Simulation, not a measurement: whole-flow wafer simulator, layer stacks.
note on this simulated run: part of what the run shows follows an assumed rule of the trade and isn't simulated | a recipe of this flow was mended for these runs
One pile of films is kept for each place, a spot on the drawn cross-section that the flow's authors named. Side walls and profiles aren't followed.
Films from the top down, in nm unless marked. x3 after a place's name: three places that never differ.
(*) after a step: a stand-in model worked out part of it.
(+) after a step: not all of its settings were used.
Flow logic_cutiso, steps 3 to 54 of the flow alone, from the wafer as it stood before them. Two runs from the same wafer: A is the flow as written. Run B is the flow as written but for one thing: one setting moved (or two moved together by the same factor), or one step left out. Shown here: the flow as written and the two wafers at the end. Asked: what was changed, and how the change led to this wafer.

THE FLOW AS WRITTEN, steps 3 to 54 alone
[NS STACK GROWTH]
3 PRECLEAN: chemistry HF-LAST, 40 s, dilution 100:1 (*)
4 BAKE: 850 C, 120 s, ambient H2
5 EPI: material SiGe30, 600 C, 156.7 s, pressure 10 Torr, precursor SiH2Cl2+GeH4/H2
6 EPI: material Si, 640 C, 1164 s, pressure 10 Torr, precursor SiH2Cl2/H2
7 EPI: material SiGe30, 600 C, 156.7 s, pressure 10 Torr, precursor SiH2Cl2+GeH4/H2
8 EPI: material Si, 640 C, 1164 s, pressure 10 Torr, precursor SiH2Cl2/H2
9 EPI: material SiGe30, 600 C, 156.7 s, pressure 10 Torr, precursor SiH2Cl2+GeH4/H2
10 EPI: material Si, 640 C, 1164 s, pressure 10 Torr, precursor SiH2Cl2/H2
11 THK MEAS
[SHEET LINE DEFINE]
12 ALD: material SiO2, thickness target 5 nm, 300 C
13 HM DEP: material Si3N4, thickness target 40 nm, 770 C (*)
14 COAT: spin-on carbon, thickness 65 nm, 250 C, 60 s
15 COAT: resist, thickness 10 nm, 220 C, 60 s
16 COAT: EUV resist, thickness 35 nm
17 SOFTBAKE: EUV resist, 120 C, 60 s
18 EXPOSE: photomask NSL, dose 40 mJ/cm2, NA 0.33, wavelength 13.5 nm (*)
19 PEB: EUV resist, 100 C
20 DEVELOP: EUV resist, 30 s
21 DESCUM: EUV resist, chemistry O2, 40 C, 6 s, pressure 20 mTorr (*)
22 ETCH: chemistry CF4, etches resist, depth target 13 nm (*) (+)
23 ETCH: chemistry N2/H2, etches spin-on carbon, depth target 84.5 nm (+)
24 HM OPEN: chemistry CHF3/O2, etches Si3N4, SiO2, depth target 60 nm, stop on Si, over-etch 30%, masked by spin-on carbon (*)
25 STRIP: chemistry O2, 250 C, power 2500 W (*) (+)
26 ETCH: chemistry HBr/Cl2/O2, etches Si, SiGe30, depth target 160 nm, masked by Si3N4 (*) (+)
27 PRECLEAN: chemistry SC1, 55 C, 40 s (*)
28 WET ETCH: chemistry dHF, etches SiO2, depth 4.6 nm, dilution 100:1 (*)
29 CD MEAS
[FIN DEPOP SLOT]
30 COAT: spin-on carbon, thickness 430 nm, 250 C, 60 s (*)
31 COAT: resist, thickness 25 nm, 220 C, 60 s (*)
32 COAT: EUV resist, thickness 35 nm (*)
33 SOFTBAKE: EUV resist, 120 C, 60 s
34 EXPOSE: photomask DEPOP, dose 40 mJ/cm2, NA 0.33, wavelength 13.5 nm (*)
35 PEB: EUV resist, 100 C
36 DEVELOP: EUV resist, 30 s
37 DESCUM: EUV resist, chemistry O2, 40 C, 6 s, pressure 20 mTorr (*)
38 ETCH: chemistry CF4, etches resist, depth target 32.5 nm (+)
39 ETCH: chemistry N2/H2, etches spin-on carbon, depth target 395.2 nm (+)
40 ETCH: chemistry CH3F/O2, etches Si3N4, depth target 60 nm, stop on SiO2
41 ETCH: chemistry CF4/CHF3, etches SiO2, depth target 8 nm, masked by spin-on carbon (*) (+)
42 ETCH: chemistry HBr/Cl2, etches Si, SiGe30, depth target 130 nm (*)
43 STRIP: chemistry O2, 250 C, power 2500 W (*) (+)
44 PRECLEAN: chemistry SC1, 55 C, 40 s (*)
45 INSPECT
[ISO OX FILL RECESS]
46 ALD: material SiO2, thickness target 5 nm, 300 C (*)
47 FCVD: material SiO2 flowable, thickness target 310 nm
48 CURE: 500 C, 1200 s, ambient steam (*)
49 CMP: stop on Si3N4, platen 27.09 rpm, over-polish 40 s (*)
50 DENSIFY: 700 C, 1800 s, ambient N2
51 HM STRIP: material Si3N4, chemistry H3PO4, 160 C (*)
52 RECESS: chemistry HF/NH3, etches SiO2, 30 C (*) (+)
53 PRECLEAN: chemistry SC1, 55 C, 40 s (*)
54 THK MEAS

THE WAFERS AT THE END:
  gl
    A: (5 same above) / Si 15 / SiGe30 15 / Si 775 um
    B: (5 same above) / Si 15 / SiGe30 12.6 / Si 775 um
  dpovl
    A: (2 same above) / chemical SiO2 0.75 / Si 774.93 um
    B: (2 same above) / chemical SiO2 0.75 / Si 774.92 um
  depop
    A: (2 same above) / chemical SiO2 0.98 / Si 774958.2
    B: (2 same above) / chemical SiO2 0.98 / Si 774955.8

The cause: step 5, EPI: 131.6 s was run, where the flow has 156.7 s.

How the change led to this, step by step:
  5 EPI: material SiGe30, 600 C, 156.7 s, pressure 10 Torr, precursor SiH2Cl2+GeH4/H2
      depop, dpovl, gfld and 19 more: A SiGe30 +15 (new film) | B SiGe30 +12.6 (new film)
  26 ETCH: chemistry HBr/Cl2/O2, etches Si, SiGe30, depth target 160 nm, masked by Si3N4 (*) (+)
      dpovl, gfld, gxf, iso, isow, lnri, nsgap: A chemical SiO2 -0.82 (all of it), Si -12 (all of it), SiGe30 -15 (all of it), Si -15 (all of it), SiGe30 -15 (all of it), Si -15 (all of it), SiGe30 -15 (all of it), Si -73 | B chemical SiO2 -0.82 (all of it), Si -12 (all of it), SiGe30 -15 (all of it), Si -15 (all of it), SiGe30 -15 (all of it), Si -15 (all of it), SiGe30 -12.6 (all of it), Si -75.4
  42 ETCH: chemistry HBr/Cl2, etches Si, SiGe30, depth target 130 nm (*)
      depop: A Si -13.8 (all of it), SiGe30 -15 (all of it), Si -15 (all of it), SiGe30 -15 (all of it), Si -15 (all of it), SiGe30 -15 (all of it), Si -41.2 | B Si -13.8 (all of it), SiGe30 -15 (all of it), Si -15 (all of it), SiGe30 -15 (all of it), Si -15 (all of it), SiGe30 -12.6 (all of it), Si -43.6
